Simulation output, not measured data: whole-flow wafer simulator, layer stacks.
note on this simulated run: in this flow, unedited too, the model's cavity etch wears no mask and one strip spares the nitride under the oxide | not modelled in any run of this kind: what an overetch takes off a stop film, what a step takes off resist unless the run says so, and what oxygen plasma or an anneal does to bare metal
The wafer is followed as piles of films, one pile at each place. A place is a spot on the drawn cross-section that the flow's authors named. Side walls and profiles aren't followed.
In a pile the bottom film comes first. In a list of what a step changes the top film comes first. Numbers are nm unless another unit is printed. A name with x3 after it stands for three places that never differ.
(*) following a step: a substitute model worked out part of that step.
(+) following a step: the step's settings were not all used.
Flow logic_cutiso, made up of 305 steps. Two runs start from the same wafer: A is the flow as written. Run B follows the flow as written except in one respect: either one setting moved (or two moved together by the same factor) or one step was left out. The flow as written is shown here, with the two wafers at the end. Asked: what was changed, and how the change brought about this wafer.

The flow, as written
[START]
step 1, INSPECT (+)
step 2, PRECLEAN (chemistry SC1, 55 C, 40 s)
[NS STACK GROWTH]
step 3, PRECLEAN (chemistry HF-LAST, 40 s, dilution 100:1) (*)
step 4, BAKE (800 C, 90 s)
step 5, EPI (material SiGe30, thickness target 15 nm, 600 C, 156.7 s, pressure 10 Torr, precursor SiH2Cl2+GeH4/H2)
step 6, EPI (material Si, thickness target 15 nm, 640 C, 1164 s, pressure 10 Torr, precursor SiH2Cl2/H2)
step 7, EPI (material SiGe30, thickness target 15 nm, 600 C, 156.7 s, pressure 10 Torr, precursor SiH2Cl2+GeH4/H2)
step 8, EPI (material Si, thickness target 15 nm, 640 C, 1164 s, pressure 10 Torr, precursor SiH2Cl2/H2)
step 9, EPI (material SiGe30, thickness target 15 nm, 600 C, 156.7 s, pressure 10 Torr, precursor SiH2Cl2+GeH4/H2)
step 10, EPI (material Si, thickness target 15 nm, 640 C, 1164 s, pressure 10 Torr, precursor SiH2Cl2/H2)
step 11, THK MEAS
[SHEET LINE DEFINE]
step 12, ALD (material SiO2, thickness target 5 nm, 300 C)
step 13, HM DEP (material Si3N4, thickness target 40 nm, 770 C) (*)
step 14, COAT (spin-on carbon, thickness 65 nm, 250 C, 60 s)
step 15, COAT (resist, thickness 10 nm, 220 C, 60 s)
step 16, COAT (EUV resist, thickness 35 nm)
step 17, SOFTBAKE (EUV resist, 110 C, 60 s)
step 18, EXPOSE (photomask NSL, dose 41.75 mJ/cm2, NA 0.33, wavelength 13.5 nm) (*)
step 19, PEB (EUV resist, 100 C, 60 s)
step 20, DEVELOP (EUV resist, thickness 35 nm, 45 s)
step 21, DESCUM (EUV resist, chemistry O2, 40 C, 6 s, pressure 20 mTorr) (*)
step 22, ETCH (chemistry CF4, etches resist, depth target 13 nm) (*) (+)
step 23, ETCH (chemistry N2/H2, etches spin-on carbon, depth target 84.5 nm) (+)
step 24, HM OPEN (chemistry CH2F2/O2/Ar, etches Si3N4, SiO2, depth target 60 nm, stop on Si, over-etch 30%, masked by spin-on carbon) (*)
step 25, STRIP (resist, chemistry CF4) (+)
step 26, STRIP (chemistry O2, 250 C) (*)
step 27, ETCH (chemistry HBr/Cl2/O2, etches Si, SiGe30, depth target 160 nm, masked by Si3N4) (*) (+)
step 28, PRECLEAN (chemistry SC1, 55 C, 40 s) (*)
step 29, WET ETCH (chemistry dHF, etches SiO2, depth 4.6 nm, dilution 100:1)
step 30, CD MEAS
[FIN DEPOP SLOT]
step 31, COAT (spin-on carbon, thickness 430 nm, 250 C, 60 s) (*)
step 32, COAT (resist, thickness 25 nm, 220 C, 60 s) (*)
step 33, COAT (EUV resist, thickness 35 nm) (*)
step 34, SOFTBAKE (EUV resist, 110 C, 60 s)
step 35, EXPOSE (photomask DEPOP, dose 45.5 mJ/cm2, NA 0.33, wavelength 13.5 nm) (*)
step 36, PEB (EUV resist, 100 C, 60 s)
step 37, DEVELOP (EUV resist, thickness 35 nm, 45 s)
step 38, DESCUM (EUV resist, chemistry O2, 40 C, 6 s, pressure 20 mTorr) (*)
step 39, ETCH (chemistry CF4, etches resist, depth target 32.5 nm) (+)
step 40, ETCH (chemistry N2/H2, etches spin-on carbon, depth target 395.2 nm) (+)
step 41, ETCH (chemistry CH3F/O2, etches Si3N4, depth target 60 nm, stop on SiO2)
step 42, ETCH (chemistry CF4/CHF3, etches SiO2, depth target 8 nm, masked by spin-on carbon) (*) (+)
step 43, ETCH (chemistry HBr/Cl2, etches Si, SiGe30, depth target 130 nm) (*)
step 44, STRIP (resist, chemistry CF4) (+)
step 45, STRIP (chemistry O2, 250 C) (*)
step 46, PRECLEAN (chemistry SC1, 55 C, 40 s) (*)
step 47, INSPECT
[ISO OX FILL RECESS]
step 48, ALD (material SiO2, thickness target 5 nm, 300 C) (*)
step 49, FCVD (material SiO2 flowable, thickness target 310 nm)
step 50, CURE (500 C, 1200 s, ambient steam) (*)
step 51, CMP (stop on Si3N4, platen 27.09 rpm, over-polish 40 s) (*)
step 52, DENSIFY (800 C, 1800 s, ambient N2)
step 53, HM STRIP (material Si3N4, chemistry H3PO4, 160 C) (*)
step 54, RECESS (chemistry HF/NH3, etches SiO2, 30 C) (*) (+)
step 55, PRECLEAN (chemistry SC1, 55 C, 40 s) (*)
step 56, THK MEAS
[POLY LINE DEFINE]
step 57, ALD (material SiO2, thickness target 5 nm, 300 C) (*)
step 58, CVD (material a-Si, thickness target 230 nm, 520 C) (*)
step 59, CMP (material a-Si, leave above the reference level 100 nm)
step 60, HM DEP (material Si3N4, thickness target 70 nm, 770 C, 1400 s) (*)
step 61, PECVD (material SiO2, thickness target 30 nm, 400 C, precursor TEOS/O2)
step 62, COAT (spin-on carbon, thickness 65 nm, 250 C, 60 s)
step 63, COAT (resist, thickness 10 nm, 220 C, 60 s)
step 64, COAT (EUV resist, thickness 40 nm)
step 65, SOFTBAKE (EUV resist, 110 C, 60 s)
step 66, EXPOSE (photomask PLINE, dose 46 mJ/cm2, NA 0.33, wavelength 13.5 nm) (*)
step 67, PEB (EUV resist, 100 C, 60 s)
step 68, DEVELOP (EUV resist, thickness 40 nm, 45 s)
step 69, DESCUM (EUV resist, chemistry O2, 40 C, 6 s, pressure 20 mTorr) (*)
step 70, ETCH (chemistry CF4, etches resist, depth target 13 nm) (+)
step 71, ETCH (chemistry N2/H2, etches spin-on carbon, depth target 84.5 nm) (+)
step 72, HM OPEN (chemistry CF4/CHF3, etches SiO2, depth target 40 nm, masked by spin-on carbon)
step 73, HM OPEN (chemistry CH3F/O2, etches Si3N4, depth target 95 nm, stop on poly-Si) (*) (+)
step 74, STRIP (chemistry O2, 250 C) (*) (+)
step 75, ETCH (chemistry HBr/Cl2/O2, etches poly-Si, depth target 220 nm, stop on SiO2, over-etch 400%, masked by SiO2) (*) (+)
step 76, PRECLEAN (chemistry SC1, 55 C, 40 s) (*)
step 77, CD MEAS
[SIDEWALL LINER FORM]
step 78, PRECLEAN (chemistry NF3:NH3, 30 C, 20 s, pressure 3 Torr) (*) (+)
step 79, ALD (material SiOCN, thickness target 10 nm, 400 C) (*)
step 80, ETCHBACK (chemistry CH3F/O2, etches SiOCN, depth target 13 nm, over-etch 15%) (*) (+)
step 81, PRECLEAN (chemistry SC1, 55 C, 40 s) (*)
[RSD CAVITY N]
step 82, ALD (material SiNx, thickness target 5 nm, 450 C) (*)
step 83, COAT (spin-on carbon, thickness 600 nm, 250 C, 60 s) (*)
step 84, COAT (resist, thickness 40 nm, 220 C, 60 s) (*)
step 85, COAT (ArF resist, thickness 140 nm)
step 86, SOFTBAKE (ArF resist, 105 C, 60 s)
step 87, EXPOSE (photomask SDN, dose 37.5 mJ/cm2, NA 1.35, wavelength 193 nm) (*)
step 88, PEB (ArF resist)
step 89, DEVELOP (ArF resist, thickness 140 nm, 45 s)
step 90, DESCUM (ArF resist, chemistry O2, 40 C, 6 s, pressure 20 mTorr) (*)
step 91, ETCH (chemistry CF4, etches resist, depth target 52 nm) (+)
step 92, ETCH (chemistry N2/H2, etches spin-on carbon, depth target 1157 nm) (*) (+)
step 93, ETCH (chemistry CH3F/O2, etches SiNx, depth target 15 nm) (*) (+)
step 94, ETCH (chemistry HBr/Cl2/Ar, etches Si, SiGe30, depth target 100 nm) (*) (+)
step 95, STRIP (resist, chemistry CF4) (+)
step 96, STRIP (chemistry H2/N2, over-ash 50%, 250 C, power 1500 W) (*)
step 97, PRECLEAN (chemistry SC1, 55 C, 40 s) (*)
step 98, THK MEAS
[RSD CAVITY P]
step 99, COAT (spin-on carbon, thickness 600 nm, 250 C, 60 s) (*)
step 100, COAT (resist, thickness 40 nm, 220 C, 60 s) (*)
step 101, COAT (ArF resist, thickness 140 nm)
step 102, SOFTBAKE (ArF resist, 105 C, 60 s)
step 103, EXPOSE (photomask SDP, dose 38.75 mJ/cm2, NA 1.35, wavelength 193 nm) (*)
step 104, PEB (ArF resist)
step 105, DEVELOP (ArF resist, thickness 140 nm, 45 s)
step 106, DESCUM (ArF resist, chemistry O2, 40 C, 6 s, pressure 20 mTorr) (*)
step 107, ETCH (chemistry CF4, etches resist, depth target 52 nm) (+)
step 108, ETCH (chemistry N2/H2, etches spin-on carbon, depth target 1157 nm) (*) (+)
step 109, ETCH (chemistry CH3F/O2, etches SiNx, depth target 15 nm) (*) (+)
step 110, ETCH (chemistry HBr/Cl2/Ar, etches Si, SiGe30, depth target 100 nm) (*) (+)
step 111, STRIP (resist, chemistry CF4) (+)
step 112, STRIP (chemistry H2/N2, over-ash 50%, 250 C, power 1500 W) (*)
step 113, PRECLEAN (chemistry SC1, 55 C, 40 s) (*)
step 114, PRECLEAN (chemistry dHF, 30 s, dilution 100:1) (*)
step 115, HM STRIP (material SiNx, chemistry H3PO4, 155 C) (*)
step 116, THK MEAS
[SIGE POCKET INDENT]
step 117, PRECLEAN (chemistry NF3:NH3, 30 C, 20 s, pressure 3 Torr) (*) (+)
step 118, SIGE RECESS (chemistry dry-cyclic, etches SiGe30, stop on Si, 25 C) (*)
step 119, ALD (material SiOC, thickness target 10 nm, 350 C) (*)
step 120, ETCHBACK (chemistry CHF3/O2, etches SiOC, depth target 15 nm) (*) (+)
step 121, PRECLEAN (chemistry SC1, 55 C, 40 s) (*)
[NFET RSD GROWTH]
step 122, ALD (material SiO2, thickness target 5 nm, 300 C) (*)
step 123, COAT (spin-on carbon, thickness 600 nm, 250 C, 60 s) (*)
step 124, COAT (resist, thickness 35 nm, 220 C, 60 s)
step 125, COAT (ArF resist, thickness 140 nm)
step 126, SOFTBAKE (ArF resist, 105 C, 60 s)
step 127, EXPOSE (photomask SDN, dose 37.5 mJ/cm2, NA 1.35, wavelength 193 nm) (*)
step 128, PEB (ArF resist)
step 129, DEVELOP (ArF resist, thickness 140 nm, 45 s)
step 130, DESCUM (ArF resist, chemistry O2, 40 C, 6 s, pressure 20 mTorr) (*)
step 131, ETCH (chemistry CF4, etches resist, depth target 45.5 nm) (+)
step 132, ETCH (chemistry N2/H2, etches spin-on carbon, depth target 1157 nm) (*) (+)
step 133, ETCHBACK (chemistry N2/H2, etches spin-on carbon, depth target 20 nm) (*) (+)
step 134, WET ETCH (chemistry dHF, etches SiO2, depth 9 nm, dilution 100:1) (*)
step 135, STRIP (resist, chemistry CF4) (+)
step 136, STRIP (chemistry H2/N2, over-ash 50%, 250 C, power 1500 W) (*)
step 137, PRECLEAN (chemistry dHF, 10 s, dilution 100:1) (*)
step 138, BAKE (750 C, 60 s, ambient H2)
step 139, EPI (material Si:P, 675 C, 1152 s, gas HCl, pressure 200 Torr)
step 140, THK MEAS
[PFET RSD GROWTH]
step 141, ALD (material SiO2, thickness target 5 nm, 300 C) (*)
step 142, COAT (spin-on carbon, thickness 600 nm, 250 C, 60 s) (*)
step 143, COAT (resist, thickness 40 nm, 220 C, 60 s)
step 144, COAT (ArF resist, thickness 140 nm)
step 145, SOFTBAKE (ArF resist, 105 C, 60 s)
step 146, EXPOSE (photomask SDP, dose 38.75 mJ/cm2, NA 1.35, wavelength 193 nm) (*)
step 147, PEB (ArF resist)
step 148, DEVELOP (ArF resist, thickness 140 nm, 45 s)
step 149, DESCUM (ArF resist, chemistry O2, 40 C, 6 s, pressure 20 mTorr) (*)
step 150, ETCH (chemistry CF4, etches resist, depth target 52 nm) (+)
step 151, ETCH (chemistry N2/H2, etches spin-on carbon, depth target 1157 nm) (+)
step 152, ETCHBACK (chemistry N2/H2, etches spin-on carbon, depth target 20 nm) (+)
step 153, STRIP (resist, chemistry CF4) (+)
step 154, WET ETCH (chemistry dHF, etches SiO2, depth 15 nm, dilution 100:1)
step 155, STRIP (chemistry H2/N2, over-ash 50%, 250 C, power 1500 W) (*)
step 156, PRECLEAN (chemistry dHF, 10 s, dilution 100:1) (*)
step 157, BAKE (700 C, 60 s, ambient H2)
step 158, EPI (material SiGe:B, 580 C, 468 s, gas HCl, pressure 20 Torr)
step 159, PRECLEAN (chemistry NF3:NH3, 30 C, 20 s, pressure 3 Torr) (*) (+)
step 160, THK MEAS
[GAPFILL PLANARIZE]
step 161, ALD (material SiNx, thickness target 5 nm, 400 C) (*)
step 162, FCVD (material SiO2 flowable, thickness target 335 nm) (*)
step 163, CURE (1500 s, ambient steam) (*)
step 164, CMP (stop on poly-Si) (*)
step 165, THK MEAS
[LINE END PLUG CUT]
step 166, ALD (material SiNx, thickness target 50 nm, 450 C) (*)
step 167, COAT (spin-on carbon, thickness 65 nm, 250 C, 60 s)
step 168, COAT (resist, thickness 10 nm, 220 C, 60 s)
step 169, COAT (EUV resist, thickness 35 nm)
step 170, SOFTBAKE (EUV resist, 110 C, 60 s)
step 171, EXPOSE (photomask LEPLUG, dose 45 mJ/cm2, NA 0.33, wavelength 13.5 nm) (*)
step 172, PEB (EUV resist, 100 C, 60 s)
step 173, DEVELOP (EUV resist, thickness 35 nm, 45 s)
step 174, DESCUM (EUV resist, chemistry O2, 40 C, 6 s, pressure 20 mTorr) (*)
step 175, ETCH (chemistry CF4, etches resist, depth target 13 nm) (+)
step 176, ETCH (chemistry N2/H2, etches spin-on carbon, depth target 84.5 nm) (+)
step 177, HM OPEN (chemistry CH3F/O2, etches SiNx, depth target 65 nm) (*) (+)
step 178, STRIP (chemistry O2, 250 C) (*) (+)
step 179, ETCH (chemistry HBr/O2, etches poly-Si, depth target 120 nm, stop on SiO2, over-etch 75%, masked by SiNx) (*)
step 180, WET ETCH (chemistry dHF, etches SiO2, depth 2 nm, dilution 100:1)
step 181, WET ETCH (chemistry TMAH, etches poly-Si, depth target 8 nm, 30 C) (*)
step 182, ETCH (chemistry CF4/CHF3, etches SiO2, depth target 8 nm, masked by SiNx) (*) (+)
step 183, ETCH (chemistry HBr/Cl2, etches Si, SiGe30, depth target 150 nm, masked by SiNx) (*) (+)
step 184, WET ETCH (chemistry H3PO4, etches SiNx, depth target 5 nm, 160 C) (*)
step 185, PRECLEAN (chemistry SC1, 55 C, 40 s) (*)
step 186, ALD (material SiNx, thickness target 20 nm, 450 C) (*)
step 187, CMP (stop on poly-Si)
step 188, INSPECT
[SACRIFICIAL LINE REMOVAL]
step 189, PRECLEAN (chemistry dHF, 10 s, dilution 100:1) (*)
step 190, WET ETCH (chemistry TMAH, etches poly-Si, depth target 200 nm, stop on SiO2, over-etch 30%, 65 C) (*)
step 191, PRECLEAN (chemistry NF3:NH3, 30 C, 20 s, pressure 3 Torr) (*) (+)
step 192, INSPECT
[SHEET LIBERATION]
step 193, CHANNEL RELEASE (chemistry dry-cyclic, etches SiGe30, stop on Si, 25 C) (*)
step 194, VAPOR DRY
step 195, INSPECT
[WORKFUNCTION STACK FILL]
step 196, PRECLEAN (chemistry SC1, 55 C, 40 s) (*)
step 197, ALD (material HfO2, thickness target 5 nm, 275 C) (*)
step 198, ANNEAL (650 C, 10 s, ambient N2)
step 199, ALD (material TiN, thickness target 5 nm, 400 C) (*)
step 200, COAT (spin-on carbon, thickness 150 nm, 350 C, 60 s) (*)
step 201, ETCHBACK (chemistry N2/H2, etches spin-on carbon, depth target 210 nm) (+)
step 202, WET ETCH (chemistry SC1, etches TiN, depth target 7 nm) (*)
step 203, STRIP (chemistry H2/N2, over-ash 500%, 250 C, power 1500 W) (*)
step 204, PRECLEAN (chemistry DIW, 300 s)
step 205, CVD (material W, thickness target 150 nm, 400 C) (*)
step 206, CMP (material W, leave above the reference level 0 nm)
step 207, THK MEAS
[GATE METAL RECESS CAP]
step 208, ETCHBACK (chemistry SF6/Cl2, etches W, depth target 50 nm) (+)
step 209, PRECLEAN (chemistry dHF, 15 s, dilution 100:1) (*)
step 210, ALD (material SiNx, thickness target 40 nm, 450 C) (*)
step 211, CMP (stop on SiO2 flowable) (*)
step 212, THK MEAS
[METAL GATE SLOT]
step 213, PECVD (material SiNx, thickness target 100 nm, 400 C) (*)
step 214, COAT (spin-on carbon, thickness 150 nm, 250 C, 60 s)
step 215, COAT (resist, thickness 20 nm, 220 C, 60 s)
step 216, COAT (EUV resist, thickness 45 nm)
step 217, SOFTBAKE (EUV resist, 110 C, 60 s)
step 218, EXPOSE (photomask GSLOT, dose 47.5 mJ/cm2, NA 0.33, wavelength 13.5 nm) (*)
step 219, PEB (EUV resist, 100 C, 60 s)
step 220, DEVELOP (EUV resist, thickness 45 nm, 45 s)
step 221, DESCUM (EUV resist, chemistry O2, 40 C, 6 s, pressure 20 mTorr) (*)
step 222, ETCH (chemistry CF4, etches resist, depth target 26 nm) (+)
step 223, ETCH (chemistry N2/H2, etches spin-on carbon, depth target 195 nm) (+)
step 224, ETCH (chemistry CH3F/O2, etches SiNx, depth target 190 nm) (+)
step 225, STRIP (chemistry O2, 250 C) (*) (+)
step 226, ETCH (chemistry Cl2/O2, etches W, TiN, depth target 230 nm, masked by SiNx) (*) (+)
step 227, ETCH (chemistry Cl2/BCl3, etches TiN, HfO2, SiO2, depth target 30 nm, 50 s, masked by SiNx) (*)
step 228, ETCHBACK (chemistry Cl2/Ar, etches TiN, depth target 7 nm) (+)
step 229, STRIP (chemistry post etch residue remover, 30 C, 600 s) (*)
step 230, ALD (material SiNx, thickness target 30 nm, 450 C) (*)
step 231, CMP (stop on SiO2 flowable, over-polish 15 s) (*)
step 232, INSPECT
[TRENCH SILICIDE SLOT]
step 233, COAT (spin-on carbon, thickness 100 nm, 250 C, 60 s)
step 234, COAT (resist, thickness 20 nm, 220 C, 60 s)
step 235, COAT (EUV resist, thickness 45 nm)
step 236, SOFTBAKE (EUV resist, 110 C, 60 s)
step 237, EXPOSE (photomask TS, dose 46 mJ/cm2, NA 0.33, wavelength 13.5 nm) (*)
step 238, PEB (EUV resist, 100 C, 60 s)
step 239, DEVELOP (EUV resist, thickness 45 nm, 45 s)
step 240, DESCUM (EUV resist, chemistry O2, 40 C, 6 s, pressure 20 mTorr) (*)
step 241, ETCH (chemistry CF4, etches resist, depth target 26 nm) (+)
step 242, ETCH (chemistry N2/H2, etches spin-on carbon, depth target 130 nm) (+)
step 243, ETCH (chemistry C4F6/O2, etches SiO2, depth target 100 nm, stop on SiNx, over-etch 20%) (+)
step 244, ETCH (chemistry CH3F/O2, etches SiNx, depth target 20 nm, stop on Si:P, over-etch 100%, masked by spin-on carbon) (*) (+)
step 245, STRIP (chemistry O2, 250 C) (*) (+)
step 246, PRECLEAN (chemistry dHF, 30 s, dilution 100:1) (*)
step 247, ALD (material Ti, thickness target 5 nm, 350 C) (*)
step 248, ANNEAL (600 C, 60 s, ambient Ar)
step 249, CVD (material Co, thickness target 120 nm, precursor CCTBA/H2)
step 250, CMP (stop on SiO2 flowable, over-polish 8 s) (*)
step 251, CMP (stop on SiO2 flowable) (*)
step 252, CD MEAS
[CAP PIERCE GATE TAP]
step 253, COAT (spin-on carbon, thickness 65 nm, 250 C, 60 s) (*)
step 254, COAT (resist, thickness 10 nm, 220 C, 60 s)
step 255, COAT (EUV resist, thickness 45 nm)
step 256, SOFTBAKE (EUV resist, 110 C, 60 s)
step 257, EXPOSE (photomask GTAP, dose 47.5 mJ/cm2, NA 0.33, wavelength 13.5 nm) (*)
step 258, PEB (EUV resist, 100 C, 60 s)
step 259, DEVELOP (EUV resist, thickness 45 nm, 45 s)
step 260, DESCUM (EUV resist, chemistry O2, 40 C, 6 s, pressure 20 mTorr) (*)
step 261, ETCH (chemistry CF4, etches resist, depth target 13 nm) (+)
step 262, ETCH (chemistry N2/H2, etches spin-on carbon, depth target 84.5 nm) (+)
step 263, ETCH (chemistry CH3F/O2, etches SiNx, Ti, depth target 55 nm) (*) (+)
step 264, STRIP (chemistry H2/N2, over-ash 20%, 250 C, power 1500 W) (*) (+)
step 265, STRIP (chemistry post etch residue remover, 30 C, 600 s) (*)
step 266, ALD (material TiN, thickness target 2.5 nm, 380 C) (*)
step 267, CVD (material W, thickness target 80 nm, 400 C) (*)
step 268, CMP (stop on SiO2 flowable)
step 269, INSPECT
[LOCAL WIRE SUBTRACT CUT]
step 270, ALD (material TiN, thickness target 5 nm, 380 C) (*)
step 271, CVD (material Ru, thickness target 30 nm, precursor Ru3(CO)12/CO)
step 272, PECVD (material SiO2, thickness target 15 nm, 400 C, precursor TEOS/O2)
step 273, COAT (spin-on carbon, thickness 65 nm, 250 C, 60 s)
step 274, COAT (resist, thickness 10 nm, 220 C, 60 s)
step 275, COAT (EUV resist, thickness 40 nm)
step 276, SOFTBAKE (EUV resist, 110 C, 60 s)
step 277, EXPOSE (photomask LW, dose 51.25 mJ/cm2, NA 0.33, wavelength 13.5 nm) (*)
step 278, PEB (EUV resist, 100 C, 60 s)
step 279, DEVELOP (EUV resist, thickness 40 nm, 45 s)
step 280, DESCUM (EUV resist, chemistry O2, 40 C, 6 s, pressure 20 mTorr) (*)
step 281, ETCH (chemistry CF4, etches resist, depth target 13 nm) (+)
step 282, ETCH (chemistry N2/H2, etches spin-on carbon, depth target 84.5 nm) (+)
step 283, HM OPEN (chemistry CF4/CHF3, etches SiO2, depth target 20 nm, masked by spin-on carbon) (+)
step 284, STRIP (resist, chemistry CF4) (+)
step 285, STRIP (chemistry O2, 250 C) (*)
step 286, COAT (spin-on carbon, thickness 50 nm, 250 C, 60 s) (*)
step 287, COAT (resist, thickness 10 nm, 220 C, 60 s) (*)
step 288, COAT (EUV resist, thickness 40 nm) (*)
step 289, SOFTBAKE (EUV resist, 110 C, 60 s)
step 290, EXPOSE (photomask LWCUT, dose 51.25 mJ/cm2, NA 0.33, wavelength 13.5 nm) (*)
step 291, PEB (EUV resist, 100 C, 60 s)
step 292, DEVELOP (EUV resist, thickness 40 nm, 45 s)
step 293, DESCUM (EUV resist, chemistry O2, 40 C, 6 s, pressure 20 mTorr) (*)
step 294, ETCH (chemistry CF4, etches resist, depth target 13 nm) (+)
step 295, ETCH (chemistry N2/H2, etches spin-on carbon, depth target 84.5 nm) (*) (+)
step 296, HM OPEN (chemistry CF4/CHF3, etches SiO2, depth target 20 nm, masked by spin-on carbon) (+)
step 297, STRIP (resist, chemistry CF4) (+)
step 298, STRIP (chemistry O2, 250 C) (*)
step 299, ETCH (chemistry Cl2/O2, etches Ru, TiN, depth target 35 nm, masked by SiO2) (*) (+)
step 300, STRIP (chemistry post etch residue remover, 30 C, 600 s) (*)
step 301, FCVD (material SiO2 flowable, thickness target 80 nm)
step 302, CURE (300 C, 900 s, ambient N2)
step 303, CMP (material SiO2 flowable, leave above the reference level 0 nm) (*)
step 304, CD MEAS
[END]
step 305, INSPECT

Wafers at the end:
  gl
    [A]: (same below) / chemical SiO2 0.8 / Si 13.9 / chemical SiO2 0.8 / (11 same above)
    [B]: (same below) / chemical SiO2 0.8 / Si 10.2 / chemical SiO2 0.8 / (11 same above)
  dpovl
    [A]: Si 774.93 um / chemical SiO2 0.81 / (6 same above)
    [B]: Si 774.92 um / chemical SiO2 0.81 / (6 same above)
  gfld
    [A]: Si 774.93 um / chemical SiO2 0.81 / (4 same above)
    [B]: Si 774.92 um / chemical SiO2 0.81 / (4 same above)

Cause: step 8, EPI: 873.3 s was run, though the flow has 1164 s.

Step by step, how the change led to this:
  step 8, EPI (material Si, thickness target 15 nm, 640 C, 1164 s, pressure 10 Torr, precursor SiH2Cl2/H2)
      depop, dpovl, gfld and 19 more: A +15 Si (new film) | B +11.3 Si (new film)
  step 27, ETCH (chemistry HBr/Cl2/O2, etches Si, SiGe30, depth target 160 nm, masked by Si3N4) (*) (+)
      gfld, gxf, iso, lnri: A -0.79 chemical SiO2 (all of it), -11.4 Si (all of it), -15 SiGe30 (all of it), -15 Si (all of it), -15 SiGe30 (all of it), -15 Si (all of it), -15 SiGe30 (all of it), -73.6 Si | B -0.79 chemical SiO2 (all of it), -11.4 Si (all of it), -15 SiGe30 (all of it), -11.3 Si (all of it), -15 SiGe30 (all of it), -15 Si (all of it), -15 SiGe30 (all of it), -77.4 Si
      dpovl, nsgap: A -0.79 chemical SiO2 (all of it), -11.8 Si (all of it), -15 SiGe30 (all of it), -15 Si (all of it), -15 SiGe30 (all of it), -15 Si (all of it), -15 SiGe30 (all of it), -73.2 Si | B -0.79 chemical SiO2 (all of it), -11.8 Si (all of it), -15 SiGe30 (all of it), -11.3 Si (all of it), -15 SiGe30 (all of it), -15 Si (all of it), -15 SiGe30 (all of it), -77 Si
      (as well as at 1 more place)
  step 43, ETCH (chemistry HBr/Cl2, etches Si, SiGe30, depth target 130 nm) (*)
      depop: A -14 Si (all of it), -15 SiGe30 (all of it), -15 Si (all of it), -15 SiGe30 (all of it), -15 Si (all of it), -15 SiGe30 (all of it), -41 Si | B -14 Si (all of it), -15 SiGe30 (all of it), -11.3 Si (all of it), -15 SiGe30 (all of it), -15 Si (all of it), -15 SiGe30 (all of it), -44.7 Si
  step 94, ETCH (chemistry HBr/Cl2/Ar, etches Si, SiGe30, depth target 100 nm) (*) (+)
      rsdn, rsdx: A -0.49 chemical SiO2 (all of it), -12.8 Si (all of it), -15 SiGe30 (all of it), -15 Si (all of it), -15 SiGe30 (all of it), -15 Si (all of it), -15 SiGe30 (all of it), -12.2 Si | B -0.49 chemical SiO2 (all of it), -12.8 Si (all of it), -15 SiGe30 (all of it), -11.3 Si (all of it), -15 SiGe30 (all of it), -15 Si (all of it), -15 SiGe30 (all of it), -15.9 Si
  step 110, ETCH (chemistry HBr/Cl2/Ar, etches Si, SiGe30, depth target 100 nm) (*) (+)
      rsdp, rsdw: A -0.49 chemical SiO2 (all of it), -12.8 Si (all of it), -15 SiGe30 (all of it), -15 Si (all of it), -15 SiGe30 (all of it), -15 Si (all of it), -15 SiGe30 (all of it), -12.2 Si | B -0.49 chemical SiO2 (all of it), -12.8 Si (all of it), -15 SiGe30 (all of it), -11.3 Si (all of it), -15 SiGe30 (all of it), -15 Si (all of it), -15 SiGe30 (all of it), -15.9 Si
  step 183, ETCH (chemistry HBr/Cl2, etches Si, SiGe30, depth target 150 nm, masked by SiNx) (*) (+)
      plug: A -13.6 Si (all of it), -15 SiGe30 (all of it), -15 Si (all of it), -15 SiGe30 (all of it), -15 Si (all of it), -15 SiGe30 (all of it), -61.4 Si | B -13.6 Si (all of it), -15 SiGe30 (all of it), -11.3 Si (all of it), -15 SiGe30 (all of it), -15 Si (all of it), -15 SiGe30 (all of it), -65.2 Si
